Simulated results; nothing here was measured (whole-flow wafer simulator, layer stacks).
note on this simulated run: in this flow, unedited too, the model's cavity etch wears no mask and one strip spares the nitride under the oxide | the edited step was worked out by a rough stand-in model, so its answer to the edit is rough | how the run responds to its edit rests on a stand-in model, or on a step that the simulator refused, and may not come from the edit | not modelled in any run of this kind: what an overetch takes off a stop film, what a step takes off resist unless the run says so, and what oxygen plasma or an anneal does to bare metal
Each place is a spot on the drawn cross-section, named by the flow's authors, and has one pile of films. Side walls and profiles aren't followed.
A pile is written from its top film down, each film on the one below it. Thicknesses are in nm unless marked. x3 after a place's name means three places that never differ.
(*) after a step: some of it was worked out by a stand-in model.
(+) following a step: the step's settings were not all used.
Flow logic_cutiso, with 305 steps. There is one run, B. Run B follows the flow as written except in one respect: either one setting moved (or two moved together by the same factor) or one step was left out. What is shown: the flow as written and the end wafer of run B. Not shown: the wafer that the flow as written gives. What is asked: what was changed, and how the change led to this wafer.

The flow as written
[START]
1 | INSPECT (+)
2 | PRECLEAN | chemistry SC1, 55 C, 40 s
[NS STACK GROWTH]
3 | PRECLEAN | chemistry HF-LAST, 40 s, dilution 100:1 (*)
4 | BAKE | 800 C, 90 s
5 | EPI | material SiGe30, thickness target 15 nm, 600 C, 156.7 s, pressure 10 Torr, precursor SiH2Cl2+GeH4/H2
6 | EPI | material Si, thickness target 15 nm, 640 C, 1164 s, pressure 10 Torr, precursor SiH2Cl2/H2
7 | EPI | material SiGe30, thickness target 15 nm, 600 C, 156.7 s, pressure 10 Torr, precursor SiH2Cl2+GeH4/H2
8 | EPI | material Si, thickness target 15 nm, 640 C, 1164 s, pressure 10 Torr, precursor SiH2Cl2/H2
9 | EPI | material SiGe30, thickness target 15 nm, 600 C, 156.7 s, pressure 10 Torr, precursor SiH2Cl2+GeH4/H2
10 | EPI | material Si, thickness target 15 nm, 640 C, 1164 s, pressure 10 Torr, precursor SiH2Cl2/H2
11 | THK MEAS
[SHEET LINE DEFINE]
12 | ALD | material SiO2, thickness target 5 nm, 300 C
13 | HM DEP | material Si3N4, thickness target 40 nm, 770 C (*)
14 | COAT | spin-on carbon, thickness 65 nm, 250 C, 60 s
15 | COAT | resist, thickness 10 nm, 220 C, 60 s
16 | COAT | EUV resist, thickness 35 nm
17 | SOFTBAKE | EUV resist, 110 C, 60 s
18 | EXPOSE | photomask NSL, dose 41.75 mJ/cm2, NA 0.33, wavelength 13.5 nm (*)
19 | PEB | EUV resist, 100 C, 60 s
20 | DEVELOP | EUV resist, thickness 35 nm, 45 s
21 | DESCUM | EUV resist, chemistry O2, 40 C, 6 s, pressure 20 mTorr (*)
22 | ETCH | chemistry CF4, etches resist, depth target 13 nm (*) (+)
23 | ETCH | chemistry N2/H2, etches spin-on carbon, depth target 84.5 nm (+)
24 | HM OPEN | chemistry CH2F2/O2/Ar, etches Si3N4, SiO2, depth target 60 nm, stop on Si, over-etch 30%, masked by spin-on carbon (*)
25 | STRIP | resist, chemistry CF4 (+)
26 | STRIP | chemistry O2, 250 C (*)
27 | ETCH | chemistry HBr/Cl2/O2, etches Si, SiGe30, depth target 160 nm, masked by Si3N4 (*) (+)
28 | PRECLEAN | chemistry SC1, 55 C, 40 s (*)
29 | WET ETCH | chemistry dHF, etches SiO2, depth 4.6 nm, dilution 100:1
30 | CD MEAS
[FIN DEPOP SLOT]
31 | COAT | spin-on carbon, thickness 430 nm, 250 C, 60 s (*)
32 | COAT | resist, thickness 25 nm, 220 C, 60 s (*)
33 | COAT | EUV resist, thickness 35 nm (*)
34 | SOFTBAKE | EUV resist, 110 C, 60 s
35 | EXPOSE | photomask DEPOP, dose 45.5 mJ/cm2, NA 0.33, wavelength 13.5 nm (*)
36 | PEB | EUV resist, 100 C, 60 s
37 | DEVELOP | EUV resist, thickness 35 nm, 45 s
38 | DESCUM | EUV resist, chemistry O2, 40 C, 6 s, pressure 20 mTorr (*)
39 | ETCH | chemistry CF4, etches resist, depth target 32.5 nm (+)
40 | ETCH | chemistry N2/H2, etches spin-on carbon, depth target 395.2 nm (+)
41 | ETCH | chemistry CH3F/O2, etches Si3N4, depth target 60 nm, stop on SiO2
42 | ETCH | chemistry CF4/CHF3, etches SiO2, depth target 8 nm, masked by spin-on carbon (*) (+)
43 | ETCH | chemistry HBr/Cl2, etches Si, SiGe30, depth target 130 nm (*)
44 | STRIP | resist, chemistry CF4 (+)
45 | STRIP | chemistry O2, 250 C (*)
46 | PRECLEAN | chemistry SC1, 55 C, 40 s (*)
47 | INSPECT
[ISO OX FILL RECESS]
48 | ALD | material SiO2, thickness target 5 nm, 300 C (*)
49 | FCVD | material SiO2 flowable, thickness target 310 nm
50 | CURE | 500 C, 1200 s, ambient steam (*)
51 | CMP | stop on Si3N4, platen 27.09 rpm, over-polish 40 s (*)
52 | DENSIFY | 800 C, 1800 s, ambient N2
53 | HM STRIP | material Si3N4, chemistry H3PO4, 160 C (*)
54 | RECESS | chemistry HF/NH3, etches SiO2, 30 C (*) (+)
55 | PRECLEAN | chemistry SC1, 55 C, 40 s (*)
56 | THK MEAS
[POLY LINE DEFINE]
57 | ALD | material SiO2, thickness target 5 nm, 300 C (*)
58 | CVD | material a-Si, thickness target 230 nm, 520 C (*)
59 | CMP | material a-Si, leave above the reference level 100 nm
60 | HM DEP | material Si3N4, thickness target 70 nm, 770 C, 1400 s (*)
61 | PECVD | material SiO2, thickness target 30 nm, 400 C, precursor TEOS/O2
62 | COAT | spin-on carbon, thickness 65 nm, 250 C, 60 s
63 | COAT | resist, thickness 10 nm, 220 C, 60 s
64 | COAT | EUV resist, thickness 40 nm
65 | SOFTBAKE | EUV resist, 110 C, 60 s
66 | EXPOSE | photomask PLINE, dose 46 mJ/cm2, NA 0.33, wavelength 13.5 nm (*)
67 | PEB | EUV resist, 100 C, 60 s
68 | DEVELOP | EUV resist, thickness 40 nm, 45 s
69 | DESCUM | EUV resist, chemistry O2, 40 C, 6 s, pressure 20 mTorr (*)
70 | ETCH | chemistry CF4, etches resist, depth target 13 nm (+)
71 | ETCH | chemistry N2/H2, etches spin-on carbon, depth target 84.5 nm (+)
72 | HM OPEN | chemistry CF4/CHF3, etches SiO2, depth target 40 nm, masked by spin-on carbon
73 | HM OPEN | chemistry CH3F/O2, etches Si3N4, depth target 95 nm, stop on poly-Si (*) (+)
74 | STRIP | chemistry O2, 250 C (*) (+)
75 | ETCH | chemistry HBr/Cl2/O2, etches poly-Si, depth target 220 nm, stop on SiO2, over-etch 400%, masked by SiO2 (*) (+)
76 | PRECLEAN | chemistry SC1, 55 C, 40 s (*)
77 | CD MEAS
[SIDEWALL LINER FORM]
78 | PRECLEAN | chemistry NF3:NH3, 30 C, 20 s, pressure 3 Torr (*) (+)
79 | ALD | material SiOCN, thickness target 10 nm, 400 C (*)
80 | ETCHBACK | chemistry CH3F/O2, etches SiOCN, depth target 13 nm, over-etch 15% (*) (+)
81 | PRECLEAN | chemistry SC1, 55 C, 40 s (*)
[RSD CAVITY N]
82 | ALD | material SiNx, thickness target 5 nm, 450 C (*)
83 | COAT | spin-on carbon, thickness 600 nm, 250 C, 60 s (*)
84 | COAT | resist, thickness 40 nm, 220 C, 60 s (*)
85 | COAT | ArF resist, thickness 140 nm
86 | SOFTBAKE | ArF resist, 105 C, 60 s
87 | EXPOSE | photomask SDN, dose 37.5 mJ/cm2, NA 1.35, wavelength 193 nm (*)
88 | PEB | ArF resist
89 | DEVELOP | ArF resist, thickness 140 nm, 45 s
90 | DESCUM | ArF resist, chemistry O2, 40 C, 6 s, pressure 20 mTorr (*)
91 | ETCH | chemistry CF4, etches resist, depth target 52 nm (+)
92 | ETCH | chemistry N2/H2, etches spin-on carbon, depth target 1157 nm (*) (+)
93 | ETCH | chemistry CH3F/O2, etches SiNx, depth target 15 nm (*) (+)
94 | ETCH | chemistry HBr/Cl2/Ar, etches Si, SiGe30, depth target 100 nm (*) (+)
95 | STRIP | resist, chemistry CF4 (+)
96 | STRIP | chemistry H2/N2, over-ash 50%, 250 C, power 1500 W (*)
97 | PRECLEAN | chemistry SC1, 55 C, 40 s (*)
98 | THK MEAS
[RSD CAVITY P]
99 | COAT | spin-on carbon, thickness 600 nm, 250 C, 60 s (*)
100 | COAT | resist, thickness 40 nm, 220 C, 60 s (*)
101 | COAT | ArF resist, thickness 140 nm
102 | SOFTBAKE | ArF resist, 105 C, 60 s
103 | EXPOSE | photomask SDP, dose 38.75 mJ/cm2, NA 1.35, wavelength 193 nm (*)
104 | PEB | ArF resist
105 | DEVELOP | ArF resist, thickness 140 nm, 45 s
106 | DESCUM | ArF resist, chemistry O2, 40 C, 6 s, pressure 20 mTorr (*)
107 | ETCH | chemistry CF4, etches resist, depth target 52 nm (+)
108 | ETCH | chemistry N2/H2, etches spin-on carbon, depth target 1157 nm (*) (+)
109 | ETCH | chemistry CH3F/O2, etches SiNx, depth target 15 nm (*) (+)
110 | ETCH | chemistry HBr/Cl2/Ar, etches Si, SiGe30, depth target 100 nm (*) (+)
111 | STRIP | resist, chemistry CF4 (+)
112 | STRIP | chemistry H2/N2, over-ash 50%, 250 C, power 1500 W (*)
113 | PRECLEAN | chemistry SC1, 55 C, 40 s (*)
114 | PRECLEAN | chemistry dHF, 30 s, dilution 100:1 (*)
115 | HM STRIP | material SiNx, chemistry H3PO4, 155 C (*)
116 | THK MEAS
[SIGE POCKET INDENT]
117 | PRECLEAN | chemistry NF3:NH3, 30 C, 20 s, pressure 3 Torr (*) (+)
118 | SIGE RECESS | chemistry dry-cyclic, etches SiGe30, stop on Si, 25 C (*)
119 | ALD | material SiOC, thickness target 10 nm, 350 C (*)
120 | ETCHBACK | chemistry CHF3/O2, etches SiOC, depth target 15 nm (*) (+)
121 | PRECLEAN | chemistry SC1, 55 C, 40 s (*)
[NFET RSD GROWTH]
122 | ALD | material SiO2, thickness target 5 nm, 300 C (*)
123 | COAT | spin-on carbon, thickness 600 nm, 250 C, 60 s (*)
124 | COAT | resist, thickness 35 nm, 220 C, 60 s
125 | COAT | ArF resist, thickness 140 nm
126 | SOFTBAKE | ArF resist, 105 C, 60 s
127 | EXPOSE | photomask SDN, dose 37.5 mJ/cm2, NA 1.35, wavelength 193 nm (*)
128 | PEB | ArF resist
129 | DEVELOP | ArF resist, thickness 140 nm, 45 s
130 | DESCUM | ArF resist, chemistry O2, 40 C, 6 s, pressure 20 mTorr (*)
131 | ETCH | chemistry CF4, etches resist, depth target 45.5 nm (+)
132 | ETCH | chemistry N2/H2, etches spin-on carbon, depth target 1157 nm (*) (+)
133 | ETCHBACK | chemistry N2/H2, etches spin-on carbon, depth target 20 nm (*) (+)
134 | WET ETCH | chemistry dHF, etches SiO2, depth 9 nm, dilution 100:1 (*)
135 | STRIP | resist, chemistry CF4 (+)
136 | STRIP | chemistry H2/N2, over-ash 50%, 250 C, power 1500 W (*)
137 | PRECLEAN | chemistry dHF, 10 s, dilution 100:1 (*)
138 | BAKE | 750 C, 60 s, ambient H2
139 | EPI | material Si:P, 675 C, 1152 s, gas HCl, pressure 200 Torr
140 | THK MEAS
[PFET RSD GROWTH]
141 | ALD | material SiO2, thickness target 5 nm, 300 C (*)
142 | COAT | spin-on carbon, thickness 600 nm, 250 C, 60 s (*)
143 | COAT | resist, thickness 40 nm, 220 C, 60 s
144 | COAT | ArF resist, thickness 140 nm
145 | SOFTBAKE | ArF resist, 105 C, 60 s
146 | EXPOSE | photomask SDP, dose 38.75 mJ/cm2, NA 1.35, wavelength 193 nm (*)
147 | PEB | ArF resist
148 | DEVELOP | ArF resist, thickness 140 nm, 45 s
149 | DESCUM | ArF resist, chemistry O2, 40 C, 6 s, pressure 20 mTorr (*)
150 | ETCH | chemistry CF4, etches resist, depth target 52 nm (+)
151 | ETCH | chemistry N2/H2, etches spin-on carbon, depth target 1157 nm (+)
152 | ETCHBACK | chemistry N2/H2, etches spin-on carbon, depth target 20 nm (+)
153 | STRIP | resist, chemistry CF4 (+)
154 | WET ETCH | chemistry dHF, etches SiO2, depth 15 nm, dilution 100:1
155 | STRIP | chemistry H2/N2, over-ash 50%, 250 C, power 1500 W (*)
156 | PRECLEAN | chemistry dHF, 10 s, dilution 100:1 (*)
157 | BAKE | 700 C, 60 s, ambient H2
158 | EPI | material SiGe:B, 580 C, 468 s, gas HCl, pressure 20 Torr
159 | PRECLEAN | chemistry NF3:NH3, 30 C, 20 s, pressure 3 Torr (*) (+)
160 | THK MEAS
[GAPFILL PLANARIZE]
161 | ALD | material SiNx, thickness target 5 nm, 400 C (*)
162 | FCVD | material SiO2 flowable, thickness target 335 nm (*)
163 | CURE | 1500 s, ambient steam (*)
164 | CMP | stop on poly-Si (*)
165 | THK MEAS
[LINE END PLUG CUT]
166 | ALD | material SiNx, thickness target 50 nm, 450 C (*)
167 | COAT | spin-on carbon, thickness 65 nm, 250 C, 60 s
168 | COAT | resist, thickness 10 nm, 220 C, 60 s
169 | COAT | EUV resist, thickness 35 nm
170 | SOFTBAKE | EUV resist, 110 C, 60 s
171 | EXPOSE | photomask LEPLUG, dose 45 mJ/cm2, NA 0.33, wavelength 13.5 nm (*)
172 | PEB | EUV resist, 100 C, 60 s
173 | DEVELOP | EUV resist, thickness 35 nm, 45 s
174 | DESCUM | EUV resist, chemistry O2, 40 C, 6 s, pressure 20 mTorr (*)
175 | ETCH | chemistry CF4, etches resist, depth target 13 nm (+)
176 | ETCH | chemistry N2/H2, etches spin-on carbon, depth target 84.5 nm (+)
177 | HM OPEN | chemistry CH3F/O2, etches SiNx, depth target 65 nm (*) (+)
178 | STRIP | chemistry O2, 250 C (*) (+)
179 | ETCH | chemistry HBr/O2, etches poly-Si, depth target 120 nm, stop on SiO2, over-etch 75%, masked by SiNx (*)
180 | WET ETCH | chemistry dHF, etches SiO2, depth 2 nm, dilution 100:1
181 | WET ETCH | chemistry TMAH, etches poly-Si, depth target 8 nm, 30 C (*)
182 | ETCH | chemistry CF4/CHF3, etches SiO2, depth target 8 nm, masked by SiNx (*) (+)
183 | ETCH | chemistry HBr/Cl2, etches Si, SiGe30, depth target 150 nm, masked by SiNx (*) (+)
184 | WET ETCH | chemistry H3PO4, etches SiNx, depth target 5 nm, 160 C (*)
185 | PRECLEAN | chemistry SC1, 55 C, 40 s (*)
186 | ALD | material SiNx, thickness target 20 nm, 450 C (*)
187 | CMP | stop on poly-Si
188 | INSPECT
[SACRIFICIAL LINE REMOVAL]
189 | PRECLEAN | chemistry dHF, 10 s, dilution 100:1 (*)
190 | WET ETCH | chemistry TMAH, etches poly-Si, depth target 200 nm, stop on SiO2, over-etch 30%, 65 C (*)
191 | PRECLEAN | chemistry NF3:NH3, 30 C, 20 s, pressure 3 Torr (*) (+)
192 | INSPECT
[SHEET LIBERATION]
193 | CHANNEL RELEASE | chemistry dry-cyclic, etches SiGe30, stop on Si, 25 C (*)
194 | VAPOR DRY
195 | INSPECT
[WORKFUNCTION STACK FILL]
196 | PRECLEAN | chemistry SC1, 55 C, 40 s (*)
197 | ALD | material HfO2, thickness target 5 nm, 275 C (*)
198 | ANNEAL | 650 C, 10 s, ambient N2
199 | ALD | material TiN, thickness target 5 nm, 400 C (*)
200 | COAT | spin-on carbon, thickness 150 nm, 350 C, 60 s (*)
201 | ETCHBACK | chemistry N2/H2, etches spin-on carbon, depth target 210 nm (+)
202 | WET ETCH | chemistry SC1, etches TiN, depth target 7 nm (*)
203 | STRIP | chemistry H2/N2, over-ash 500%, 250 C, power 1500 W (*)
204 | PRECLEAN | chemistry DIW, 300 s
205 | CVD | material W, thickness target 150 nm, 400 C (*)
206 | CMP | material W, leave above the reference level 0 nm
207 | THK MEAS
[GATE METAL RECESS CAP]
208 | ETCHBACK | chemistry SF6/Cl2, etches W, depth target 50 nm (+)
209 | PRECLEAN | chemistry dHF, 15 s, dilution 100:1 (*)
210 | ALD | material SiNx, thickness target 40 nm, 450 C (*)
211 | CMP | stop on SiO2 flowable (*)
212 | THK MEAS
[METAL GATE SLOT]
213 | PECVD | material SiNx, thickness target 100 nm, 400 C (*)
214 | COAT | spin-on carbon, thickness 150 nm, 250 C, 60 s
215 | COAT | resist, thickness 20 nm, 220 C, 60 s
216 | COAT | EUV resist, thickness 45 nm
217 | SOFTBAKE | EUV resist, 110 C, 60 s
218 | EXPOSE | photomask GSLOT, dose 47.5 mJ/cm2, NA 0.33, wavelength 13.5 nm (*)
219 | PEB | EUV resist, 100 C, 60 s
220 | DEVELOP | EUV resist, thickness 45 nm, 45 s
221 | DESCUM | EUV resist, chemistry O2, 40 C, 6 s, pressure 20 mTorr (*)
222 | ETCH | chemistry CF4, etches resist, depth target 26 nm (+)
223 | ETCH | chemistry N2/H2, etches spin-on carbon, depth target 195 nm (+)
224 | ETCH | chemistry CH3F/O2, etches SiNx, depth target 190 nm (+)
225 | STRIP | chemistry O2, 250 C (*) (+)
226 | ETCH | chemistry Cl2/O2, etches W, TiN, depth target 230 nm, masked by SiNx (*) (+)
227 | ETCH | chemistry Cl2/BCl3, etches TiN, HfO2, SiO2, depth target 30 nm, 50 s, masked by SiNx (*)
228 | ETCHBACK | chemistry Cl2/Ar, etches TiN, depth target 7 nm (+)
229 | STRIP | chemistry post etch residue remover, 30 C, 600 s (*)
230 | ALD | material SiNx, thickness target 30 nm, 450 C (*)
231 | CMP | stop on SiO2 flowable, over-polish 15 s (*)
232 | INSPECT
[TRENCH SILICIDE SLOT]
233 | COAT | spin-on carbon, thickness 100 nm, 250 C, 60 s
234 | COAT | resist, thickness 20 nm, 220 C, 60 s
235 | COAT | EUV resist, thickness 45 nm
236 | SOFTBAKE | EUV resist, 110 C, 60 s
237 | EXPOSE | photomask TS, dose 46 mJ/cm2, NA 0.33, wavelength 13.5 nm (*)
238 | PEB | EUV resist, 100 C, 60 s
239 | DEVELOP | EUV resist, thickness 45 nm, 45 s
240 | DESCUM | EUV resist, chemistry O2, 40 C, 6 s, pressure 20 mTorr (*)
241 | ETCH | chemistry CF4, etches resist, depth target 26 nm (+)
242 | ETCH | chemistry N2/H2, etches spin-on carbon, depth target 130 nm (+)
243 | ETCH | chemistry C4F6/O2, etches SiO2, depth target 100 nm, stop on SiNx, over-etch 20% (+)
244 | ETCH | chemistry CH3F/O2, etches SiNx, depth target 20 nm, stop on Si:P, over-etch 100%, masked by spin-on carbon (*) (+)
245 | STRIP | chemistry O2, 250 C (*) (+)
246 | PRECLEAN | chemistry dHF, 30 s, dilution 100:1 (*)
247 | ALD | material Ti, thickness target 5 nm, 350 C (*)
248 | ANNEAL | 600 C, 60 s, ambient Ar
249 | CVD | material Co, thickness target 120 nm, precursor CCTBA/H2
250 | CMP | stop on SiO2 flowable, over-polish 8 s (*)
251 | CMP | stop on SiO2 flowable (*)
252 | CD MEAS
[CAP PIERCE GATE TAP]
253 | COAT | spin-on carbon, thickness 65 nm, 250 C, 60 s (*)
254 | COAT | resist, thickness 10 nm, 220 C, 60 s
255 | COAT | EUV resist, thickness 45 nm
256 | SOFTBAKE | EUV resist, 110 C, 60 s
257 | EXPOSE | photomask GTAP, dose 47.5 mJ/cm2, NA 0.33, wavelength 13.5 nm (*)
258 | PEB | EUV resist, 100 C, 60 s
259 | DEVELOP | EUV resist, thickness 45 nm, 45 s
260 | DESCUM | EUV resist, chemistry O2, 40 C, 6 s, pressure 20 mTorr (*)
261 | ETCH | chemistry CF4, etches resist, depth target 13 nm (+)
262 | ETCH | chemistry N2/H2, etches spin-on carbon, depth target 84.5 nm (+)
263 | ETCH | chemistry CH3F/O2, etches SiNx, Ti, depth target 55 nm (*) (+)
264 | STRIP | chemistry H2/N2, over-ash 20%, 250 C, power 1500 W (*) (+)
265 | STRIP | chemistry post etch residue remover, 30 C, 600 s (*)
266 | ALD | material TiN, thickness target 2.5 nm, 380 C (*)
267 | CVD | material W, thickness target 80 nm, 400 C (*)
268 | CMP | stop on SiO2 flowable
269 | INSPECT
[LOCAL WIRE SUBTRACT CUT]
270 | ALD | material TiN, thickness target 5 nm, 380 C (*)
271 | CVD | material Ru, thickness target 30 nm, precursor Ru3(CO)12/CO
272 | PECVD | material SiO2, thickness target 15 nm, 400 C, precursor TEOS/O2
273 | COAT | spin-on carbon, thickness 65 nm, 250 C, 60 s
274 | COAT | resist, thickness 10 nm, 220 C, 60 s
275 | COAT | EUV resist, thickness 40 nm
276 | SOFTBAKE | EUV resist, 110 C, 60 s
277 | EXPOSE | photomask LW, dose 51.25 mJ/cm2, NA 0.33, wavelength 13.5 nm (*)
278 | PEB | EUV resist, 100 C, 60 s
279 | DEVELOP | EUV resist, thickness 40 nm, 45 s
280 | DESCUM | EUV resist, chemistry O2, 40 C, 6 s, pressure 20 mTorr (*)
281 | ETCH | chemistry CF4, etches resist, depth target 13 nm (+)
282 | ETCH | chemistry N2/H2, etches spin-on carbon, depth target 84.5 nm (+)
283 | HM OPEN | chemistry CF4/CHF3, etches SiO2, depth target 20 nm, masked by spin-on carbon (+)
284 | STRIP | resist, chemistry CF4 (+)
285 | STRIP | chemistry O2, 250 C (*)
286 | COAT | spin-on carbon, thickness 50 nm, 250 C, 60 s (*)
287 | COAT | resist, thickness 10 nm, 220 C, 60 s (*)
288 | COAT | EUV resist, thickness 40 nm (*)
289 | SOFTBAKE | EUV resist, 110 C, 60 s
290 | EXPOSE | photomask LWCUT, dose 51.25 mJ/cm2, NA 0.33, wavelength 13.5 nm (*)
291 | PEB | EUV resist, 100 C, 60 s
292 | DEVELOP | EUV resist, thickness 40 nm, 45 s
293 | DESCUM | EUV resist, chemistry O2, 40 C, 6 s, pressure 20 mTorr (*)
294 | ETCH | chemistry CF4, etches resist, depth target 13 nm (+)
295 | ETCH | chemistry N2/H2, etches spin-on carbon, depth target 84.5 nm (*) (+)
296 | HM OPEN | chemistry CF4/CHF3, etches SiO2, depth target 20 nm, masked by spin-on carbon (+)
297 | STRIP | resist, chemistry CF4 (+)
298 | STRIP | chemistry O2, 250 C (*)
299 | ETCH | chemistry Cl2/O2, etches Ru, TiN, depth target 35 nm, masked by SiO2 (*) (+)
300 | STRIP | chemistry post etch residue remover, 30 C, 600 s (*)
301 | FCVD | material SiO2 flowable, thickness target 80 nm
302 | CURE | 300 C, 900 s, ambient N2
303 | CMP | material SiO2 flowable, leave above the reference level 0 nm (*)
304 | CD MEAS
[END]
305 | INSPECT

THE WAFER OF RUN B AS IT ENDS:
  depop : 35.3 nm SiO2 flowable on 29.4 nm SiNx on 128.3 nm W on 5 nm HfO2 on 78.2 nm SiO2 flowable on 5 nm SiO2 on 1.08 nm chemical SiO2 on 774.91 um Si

What caused this: step 43, ETCH: depth target 175.5 nm was run, whereas the flow has depth target 130 nm.

How this came from the change, step by step:
  43 | ETCH | chemistry HBr/Cl2, etches Si, SiGe30, depth target 130 nm (*)
      dpovl, gl, glp and 16 more: -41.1 spin-on carbon (in the flow as written it would be: -32 spin-on carbon)
      depop: -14 Si (all of it), -15 SiGe30 (all of it), -15 Si (all of it), -15 SiGe30 (all of it), -15 Si (all of it), -15 SiGe30 (all of it), -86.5 Si (in the flow as written it would be: -14 Si (all of it), -15 SiGe30 (all of it), -15 Si (all of it), -15 SiGe30 (all of it), -15 Si (all of it), -15 SiGe30 (all of it), -41 Si)
      (and at 2 other places as well)
  45 | STRIP | chemistry O2, 250 C (*)
      glp, tap: -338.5 spin-on carbon (all of it) (in the flow as written it would be: -347.6 spin-on carbon (all of it))
      gxn, gxp: -337.4 spin-on carbon (all of it) (in the flow as written it would be: -346.5 spin-on carbon (all of it))
      (and at 11 other places as well)
  49 | FCVD | material SiO2 flowable, thickness target 310 nm
      depop: +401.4 SiO2 flowable (new film) (in the flow as written it would be: +359.9 SiO2 flowable (new film))
  51 | CMP | stop on Si3N4, platen 27.09 rpm, over-polish 40 s (*)
      depop: -196.3 SiO2 flowable (in the flow as written it would be: -200.5 SiO2 flowable)
      dpovl: -196.2 SiO2 flowable (in the flow as written it would be: -200.4 SiO2 flowable)
      (and at 3 other places as well)
  52 | DENSIFY | 800 C, 1800 s, ambient N2
      depop: -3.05 SiO2 flowable (in the flow as written it would be: -2.32 SiO2 flowable)
      nsgap: -2.87 SiO2 flowable (in the flow as written it would be: -2.13 SiO2 flowable)
